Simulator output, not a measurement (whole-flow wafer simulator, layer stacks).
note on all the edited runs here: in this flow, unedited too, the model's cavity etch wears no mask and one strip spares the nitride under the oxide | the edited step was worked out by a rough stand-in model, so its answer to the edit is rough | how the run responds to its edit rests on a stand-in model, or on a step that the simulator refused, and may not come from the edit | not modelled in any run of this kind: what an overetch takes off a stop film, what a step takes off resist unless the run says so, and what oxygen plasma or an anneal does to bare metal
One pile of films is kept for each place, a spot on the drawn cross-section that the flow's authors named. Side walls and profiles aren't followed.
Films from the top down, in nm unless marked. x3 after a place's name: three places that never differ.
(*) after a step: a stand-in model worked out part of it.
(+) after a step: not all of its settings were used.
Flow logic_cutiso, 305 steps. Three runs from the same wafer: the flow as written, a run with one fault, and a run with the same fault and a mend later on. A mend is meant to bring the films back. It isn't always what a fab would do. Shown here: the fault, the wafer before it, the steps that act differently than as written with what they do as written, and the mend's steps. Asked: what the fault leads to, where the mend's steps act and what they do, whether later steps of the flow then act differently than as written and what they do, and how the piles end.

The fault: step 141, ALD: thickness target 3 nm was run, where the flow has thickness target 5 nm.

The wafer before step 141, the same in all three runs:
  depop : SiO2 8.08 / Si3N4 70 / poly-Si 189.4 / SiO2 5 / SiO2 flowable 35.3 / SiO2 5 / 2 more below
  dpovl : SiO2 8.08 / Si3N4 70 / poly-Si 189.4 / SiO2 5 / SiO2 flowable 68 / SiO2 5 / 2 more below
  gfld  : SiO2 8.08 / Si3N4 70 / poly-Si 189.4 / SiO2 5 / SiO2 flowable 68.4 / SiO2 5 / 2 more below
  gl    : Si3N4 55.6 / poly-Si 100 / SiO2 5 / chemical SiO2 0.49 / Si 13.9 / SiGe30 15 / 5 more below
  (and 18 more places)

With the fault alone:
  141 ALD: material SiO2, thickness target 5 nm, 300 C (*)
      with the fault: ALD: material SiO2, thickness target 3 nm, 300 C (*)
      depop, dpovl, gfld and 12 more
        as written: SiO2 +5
        with the fault: SiO2 +3
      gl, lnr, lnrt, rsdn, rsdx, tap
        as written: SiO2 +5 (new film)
        with the fault: SiO2 +3 (new film)
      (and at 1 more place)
  Later steps of the flow that act differently than as written (24 more steps differ only slightly, by at most 2% or 0.5 nm, whichever is larger, and aren't shown):
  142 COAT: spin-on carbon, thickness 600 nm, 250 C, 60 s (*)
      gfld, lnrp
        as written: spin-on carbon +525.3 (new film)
        with the fault: spin-on carbon +514.6 (new film)
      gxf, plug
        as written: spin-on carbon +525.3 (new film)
        with the fault: spin-on carbon +514.7 (new film)
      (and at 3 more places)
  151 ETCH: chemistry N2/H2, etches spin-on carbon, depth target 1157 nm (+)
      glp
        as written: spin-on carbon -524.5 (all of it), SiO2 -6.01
        with the fault: spin-on carbon -513.8 (all of it), SiO2 -6.01
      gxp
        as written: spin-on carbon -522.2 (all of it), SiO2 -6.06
        with the fault: spin-on carbon -511.5 (all of it), SiO2 -6.06
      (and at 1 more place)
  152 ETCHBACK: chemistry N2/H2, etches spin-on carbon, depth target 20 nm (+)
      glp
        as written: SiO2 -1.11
        with the fault: SiO2 -0.47 (all of it), Si3N4 -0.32
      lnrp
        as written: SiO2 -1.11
        with the fault: SiO2 -0.36 (all of it), SiOCN -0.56
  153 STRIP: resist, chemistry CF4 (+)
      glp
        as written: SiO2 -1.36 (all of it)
        with the fault: Si3N4 -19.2
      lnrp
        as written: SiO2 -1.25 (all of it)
        with the fault: SiOCN -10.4
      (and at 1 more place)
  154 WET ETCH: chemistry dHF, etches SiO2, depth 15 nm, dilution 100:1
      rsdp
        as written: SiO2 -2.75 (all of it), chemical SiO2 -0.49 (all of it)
        with the fault: SiO2 -0.58 (all of it), chemical SiO2 -0.49 (all of it)
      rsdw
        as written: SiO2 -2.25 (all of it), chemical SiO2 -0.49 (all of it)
        with the fault: SiO2 -0.09 (all of it), chemical SiO2 -0.49 (all of it)
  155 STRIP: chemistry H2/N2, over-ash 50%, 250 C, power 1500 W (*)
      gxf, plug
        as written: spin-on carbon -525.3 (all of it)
        with the fault: spin-on carbon -514.7 (all of it)
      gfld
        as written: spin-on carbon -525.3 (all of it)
        with the fault: spin-on carbon -514.6 (all of it)
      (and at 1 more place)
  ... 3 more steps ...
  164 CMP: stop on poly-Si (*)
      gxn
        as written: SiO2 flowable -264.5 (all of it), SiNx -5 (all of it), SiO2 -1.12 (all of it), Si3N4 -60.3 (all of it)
        with the fault: SiO2 flowable -257 (all of it), SiNx -10 (all of it), Si3N4 -59.9 (all of it)
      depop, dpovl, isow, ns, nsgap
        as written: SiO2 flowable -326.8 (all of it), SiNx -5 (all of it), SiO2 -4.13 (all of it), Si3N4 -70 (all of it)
        with the fault: SiO2 flowable -326.8 (all of it), SiNx -5 (all of it), SiO2 -2.12 (all of it), Si3N4 -70 (all of it)
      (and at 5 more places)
  At the end the piles differ from the flow's by more than 2% or 0.5 nm, whichever is larger, at iso.
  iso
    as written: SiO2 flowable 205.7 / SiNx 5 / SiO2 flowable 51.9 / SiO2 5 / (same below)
    with the fault: SiO2 flowable 208 / SiNx 5 / SiO2 flowable 49.7 / SiO2 5 / (same below)

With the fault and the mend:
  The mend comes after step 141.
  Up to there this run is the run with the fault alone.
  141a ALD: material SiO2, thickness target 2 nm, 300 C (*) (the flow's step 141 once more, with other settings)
      depop, dpovl, gfld and 18 more
        SiO2 +2
      gxn
        SiO2 +7.13
  No later step of the flow acts differently than as written, at any place that is followed, by more than 2% or 0.5 nm, whichever is larger.
  At the end the piles are the same as the flow's at every place that both follow.
